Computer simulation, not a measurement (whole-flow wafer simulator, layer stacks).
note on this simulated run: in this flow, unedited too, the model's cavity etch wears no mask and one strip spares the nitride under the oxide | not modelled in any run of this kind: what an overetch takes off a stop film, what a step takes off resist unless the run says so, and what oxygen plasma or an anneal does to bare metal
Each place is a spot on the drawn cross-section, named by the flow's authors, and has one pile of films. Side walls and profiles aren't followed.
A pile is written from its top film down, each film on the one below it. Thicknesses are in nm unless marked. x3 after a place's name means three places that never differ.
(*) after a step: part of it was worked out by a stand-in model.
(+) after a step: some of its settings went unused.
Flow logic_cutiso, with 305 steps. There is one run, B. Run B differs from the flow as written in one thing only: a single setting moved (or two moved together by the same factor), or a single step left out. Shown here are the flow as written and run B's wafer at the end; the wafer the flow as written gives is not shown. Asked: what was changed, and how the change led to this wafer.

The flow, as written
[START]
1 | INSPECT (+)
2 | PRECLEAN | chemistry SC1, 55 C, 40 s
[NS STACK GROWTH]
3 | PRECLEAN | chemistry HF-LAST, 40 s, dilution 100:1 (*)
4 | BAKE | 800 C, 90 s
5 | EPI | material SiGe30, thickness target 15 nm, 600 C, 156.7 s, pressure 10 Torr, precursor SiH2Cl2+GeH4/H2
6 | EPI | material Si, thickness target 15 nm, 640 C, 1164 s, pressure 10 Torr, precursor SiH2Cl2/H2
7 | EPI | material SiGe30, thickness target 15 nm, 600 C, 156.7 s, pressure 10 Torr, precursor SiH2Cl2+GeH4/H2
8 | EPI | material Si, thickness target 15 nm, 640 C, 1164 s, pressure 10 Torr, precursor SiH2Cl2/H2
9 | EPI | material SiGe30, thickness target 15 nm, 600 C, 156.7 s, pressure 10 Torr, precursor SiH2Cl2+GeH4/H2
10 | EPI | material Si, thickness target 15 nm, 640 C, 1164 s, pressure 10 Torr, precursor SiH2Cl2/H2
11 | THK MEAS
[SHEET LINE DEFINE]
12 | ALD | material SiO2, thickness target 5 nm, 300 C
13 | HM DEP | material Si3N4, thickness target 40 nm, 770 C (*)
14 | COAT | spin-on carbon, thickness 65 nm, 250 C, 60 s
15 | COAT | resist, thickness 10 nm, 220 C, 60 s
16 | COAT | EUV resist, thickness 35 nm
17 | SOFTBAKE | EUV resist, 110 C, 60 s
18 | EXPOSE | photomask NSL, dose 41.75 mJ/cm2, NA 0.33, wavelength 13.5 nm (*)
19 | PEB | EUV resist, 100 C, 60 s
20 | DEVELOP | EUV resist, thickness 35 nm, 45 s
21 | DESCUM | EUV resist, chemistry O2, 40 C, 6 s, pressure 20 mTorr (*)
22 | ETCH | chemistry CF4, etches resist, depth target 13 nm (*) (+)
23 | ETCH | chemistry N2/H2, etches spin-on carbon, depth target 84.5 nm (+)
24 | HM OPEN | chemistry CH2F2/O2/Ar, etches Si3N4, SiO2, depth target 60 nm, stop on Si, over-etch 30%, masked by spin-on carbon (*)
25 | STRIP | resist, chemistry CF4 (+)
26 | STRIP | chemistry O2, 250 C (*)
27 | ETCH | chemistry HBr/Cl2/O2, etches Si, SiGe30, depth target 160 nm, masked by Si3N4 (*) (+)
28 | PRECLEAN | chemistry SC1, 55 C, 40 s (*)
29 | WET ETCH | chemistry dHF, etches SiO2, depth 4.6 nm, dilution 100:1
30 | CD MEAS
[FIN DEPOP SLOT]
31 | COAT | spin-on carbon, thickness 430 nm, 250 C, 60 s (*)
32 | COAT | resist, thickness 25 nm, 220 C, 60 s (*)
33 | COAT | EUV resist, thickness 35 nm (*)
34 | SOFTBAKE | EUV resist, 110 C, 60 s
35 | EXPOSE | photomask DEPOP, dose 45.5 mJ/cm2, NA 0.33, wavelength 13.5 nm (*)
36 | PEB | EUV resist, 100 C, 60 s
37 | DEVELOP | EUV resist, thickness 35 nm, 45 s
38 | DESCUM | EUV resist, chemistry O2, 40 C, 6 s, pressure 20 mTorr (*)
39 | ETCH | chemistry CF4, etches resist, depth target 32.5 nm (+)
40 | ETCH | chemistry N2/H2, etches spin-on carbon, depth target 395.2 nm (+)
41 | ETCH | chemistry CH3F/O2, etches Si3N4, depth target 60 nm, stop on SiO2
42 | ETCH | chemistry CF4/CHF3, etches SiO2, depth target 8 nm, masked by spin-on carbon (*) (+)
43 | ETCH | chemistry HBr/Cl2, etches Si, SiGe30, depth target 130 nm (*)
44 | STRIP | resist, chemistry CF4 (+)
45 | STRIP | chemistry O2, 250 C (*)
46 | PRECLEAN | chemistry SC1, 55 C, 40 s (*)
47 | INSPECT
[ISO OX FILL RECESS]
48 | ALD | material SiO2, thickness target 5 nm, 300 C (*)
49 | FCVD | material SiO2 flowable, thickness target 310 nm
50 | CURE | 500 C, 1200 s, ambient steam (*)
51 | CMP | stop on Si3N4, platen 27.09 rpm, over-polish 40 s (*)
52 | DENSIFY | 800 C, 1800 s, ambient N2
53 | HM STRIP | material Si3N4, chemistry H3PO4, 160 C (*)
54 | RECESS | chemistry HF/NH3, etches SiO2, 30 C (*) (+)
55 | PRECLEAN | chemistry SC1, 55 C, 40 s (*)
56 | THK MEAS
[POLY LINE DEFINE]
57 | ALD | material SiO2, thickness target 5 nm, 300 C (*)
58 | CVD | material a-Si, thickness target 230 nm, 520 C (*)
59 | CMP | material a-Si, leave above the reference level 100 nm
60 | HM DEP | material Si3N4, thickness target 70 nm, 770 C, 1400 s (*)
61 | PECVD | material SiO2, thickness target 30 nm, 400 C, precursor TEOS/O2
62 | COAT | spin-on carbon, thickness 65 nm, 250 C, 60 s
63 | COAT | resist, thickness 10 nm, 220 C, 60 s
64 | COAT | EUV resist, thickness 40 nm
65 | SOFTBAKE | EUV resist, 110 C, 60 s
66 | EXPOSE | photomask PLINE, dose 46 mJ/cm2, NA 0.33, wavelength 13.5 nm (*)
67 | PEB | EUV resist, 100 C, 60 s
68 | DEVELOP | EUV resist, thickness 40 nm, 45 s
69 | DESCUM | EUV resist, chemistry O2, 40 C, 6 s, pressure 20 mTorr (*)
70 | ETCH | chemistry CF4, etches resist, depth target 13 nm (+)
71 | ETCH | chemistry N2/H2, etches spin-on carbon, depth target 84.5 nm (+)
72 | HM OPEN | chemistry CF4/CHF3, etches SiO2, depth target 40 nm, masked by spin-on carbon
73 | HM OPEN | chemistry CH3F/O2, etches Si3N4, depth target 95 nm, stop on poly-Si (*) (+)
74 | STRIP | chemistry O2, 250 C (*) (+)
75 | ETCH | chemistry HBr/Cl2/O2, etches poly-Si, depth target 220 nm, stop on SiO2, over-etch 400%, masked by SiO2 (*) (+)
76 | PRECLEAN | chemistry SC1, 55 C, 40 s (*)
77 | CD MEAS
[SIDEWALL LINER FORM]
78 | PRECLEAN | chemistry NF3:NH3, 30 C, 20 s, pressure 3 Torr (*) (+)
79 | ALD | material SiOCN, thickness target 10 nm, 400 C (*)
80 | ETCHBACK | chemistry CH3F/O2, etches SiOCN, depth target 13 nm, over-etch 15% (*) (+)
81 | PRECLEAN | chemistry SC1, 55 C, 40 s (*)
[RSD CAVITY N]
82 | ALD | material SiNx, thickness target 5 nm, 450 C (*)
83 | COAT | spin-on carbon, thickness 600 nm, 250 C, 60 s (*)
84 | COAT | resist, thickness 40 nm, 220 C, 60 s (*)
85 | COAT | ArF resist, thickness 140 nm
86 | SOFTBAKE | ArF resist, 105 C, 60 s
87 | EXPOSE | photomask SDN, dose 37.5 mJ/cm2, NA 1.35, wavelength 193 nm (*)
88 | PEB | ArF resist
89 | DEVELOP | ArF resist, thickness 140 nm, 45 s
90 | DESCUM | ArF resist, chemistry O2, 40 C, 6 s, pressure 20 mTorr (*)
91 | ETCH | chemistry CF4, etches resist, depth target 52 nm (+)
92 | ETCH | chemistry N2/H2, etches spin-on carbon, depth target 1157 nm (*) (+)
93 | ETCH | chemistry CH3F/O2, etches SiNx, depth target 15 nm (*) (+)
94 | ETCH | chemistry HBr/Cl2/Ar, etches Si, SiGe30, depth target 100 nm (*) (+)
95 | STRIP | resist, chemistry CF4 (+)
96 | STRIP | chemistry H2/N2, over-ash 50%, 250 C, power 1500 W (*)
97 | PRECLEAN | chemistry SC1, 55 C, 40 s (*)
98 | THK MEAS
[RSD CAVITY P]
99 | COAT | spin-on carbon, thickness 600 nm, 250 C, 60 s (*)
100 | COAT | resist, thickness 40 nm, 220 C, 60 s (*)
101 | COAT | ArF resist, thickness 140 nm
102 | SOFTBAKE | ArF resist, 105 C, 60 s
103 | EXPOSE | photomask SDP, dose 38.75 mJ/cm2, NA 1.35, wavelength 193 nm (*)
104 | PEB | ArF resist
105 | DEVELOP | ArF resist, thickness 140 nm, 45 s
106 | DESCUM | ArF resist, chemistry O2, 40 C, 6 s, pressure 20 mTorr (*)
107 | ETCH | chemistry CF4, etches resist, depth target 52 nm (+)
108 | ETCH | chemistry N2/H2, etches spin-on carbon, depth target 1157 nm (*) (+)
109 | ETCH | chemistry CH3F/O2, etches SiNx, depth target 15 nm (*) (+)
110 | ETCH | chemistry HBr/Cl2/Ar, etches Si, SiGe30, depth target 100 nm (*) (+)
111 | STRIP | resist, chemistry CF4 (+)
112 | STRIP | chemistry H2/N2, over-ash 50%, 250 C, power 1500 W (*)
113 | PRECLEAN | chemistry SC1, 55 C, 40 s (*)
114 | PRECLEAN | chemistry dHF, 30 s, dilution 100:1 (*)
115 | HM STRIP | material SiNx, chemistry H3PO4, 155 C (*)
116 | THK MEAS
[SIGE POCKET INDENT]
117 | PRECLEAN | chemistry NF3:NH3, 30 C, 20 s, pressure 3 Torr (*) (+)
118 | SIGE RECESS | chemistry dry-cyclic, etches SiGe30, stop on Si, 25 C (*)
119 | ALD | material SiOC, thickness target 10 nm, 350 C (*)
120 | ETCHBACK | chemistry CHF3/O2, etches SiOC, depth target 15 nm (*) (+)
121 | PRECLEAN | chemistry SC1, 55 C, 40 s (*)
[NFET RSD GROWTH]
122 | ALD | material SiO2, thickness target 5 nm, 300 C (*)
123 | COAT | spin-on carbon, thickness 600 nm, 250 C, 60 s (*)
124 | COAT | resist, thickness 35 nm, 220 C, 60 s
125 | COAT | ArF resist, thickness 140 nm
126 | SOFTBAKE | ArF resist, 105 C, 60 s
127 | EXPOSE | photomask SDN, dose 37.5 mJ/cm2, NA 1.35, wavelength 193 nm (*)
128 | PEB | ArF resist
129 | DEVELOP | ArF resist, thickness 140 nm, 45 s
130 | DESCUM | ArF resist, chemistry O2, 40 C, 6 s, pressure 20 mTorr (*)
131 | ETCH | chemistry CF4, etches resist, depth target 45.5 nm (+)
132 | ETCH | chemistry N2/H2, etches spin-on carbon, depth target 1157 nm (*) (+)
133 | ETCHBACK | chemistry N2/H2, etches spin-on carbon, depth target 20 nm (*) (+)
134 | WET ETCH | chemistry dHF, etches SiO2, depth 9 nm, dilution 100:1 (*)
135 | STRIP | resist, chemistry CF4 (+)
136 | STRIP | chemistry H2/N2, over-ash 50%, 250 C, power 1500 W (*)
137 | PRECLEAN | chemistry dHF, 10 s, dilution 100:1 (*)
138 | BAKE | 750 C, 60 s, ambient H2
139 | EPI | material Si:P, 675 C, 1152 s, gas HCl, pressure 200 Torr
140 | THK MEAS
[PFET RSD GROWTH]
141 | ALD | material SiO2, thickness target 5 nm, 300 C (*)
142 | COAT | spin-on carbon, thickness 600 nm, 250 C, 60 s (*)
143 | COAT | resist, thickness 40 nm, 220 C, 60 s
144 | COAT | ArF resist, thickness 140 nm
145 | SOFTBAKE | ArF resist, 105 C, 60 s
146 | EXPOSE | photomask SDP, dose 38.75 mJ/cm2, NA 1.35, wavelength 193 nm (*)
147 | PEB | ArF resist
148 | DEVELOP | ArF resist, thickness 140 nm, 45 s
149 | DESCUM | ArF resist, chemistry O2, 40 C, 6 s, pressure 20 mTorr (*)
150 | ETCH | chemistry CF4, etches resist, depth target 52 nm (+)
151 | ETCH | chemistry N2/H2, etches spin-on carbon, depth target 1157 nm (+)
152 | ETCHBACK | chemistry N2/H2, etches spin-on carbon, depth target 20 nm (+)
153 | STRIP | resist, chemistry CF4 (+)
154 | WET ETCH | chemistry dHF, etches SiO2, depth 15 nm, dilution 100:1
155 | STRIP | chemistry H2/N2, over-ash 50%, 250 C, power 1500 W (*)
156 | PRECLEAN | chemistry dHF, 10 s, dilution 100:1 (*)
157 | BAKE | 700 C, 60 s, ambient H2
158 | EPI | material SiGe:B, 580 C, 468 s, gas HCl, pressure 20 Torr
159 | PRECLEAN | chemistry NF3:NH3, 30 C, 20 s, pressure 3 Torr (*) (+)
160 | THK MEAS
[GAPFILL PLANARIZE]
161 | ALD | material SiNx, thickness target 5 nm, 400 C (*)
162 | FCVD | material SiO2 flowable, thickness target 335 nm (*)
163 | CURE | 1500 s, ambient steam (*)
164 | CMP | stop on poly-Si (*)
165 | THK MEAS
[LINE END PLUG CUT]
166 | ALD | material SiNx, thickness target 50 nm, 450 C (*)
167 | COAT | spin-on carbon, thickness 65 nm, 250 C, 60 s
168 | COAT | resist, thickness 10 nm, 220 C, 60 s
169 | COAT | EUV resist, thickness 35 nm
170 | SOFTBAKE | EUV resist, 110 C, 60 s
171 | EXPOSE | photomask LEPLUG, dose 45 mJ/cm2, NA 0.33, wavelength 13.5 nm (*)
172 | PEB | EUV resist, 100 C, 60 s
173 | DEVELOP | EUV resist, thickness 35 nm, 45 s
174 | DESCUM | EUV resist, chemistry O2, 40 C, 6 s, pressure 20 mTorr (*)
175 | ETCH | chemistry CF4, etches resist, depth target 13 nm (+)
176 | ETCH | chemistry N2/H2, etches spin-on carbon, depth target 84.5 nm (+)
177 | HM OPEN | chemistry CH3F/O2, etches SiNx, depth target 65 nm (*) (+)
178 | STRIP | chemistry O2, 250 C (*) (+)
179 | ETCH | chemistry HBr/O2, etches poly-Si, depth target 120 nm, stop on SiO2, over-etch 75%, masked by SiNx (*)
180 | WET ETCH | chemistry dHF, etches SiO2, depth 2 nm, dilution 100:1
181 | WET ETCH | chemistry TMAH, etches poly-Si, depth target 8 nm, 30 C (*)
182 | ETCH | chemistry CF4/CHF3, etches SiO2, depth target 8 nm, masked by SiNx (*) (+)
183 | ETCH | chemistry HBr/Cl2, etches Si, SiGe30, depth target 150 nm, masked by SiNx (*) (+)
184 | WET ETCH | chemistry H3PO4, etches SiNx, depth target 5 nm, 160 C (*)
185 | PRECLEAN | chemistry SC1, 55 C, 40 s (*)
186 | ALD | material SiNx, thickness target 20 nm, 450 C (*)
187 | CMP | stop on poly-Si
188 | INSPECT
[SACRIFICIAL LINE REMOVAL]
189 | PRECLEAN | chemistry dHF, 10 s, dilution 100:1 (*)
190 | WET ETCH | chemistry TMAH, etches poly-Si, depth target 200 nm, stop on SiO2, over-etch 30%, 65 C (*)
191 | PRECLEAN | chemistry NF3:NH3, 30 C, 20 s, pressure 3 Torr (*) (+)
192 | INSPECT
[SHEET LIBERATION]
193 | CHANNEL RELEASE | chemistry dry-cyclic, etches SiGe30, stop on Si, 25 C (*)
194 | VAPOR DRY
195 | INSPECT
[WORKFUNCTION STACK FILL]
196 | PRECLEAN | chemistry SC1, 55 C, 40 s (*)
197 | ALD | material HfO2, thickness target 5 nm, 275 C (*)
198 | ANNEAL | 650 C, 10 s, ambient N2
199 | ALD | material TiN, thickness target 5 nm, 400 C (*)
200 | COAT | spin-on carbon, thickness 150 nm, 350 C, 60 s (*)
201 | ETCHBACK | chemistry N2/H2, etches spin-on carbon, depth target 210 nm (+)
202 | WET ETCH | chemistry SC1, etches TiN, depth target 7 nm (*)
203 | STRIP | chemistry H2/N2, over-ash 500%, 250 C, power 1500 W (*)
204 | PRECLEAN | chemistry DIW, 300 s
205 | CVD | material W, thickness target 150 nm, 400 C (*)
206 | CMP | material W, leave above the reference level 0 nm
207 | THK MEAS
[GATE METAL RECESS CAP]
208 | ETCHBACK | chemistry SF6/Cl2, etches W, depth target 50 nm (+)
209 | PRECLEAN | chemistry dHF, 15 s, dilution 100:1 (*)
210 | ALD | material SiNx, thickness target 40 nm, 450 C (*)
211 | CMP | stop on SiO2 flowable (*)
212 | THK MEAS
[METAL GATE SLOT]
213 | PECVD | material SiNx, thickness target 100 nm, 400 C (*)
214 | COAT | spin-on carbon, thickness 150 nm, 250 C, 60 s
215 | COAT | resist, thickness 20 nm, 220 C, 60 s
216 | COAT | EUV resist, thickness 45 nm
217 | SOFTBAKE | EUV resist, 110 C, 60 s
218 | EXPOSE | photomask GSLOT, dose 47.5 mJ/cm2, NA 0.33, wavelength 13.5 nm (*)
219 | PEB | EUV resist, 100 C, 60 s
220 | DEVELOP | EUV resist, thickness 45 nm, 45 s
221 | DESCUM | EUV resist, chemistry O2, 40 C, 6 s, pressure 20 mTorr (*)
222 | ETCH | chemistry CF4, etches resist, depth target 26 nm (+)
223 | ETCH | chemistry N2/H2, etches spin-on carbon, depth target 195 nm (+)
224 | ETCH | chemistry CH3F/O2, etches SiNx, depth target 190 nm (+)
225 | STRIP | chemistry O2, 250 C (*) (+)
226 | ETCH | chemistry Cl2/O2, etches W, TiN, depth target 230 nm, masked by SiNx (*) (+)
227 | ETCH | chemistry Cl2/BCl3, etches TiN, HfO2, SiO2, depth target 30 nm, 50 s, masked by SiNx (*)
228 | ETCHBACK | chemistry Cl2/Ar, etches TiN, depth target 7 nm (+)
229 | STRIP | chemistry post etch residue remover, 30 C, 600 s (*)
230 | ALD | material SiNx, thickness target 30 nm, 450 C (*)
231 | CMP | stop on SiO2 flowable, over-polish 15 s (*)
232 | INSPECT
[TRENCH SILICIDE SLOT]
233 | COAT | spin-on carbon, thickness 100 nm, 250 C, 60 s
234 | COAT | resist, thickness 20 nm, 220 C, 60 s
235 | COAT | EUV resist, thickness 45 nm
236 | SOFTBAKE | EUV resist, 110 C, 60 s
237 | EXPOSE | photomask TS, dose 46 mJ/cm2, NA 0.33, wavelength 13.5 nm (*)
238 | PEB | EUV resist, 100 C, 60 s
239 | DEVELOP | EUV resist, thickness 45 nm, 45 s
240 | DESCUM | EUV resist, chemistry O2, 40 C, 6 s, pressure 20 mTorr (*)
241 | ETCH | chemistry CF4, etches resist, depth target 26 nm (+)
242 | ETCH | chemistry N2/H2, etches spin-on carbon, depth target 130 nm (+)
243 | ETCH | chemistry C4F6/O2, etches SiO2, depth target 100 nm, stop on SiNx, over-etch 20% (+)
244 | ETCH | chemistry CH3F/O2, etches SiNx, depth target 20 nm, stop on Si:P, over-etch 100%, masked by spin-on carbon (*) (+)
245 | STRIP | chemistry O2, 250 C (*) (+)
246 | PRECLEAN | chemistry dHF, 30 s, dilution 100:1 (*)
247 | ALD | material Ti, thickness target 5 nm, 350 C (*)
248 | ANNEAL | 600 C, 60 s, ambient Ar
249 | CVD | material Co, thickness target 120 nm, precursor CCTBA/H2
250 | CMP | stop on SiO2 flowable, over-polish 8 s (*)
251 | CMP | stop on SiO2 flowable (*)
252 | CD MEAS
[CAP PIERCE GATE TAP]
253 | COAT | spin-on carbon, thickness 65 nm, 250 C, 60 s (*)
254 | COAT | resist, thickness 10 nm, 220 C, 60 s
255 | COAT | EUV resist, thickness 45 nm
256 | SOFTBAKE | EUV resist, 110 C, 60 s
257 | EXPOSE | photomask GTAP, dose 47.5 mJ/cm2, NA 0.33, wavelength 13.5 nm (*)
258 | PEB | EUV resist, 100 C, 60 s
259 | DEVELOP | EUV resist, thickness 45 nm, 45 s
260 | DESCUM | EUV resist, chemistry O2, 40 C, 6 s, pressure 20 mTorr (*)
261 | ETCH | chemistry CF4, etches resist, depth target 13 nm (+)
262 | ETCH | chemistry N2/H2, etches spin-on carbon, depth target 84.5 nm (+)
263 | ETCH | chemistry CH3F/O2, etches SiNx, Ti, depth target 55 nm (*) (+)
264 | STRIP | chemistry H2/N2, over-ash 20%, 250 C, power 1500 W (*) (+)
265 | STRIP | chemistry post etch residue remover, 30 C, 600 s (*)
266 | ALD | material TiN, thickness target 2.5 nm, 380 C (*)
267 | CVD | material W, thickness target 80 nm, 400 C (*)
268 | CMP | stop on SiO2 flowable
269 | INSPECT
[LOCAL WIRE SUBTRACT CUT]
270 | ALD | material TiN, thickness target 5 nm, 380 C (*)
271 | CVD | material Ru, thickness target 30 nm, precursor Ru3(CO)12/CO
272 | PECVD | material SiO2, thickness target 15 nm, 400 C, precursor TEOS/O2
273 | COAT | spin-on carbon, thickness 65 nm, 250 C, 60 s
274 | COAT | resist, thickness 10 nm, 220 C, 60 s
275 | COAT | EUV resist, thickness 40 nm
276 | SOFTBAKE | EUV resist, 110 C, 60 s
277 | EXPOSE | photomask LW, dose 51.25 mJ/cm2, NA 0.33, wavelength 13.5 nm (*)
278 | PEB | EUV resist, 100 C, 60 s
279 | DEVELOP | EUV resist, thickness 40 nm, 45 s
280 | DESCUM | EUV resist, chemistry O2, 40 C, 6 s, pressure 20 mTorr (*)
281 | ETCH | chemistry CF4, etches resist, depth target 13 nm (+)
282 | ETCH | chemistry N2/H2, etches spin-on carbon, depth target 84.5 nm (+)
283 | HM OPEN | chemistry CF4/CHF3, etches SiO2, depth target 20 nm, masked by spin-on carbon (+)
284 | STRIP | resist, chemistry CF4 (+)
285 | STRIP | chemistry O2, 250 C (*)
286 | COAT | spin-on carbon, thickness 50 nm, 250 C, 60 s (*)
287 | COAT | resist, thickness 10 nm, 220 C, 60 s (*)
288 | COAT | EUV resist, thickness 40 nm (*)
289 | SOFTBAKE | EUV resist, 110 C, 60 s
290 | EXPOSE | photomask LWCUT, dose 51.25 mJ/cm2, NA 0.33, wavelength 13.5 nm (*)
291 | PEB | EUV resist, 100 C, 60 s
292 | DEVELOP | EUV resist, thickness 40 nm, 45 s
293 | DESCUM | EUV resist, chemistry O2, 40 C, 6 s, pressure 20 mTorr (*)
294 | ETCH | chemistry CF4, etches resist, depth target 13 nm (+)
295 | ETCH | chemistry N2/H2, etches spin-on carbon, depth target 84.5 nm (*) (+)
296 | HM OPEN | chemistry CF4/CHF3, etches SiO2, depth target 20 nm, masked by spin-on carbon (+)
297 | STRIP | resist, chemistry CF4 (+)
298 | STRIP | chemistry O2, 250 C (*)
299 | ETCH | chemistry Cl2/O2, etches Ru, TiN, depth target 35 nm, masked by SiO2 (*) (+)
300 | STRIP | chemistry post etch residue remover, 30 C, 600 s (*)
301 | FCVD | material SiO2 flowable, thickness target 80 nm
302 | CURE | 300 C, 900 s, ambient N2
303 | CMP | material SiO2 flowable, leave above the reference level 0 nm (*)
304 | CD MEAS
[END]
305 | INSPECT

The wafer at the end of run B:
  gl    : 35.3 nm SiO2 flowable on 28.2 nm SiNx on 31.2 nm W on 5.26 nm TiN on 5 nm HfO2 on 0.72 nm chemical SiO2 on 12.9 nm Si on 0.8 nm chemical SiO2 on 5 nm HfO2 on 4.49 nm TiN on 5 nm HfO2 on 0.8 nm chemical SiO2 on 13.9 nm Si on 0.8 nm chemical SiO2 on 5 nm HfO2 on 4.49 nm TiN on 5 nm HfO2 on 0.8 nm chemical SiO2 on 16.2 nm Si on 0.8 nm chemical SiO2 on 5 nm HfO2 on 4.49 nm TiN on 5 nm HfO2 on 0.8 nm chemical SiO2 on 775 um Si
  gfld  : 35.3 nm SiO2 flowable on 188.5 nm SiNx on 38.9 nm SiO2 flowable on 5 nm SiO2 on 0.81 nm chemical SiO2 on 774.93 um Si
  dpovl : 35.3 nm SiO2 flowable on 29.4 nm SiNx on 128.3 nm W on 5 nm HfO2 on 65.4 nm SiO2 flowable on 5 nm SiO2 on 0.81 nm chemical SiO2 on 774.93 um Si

Cause: step 6, EPI: thickness target 17.2 nm was run, whereas the flow has thickness target 15 nm; step 6, EPI: 1339 s was run, where the flow has 1164 s.

Step by step, how the change led to this:
  6 | EPI | material Si, thickness target 15 nm, 640 C, 1164 s, pressure 10 Torr, precursor SiH2Cl2/H2
      depop, dpovl, gfld and 19 more: Si gains 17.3 (new film) (in the flow as written it would be: Si gains 15 (new film))
  27 | ETCH | chemistry HBr/Cl2/O2, etches Si, SiGe30, depth target 160 nm, masked by Si3N4 (*) (+)
      gfld, gxf, iso, lnri: chemical SiO2 loses 0.79 (all of it), Si loses 11.4 (all of it), SiGe30 loses 15 (all of it), Si loses 15 (all of it), SiGe30 loses 15 (all of it), Si loses 17.3 (all of it), SiGe30 loses 15 (all of it), Si loses 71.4 (in the flow as written it would be: chemical SiO2 loses 0.79 (all of it), Si loses 11.4 (all of it), SiGe30 loses 15 (all of it), Si loses 15 (all of it), SiGe30 loses 15 (all of it), Si loses 15 (all of it), SiGe30 loses 15 (all of it), Si loses 73.6)
      dpovl, nsgap: chemical SiO2 loses 0.79 (all of it), Si loses 11.8 (all of it), SiGe30 loses 15 (all of it), Si loses 15 (all of it), SiGe30 loses 15 (all of it), Si loses 17.3 (all of it), SiGe30 loses 15 (all of it), Si loses 71 (in the flow as written it would be: chemical SiO2 loses 0.79 (all of it), Si loses 11.8 (all of it), SiGe30 loses 15 (all of it), Si loses 15 (all of it), SiGe30 loses 15 (all of it), Si loses 15 (all of it), SiGe30 loses 15 (all of it), Si loses 73.2)
      (also at 1 further place)
  43 | ETCH | chemistry HBr/Cl2, etches Si, SiGe30, depth target 130 nm (*)
      depop: Si loses 14 (all of it), SiGe30 loses 15 (all of it), Si loses 15 (all of it), SiGe30 loses 15 (all of it), Si loses 17.3 (all of it), SiGe30 loses 15 (all of it), Si loses 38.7 (in the flow as written it would be: Si loses 14 (all of it), SiGe30 loses 15 (all of it), Si loses 15 (all of it), SiGe30 loses 15 (all of it), Si loses 15 (all of it), SiGe30 loses 15 (all of it), Si loses 41)
  94 | ETCH | chemistry HBr/Cl2/Ar, etches Si, SiGe30, depth target 100 nm (*) (+)
      rsdn, rsdx: chemical SiO2 loses 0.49 (all of it), Si loses 12.8 (all of it), SiGe30 loses 15 (all of it), Si loses 15 (all of it), SiGe30 loses 15 (all of it), Si loses 17.3 (all of it), SiGe30 loses 15 (all of it), Si loses 9.91 (in the flow as written it would be: chemical SiO2 loses 0.49 (all of it), Si loses 12.8 (all of it), SiGe30 loses 15 (all of it), Si loses 15 (all of it), SiGe30 loses 15 (all of it), Si loses 15 (all of it), SiGe30 loses 15 (all of it), Si loses 12.2)
  110 | ETCH | chemistry HBr/Cl2/Ar, etches Si, SiGe30, depth target 100 nm (*) (+)
      rsdp, rsdw: chemical SiO2 loses 0.49 (all of it), Si loses 12.8 (all of it), SiGe30 loses 15 (all of it), Si loses 15 (all of it), SiGe30 loses 15 (all of it), Si loses 17.3 (all of it), SiGe30 loses 15 (all of it), Si loses 9.91 (in the flow as written it would be: chemical SiO2 loses 0.49 (all of it), Si loses 12.8 (all of it), SiGe30 loses 15 (all of it), Si loses 15 (all of it), SiGe30 loses 15 (all of it), Si loses 15 (all of it), SiGe30 loses 15 (all of it), Si loses 12.2)
  183 | ETCH | chemistry HBr/Cl2, etches Si, SiGe30, depth target 150 nm, masked by SiNx (*) (+)
      plug: Si loses 13.6 (all of it), SiGe30 loses 15 (all of it), Si loses 15 (all of it), SiGe30 loses 15 (all of it), Si loses 17.3 (all of it), SiGe30 loses 15 (all of it), Si loses 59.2 (in the flow as written it would be: Si loses 13.6 (all of it), SiGe30 loses 15 (all of it), Si loses 15 (all of it), SiGe30 loses 15 (all of it), Si loses 15 (all of it), SiGe30 loses 15 (all of it), Si loses 61.4)
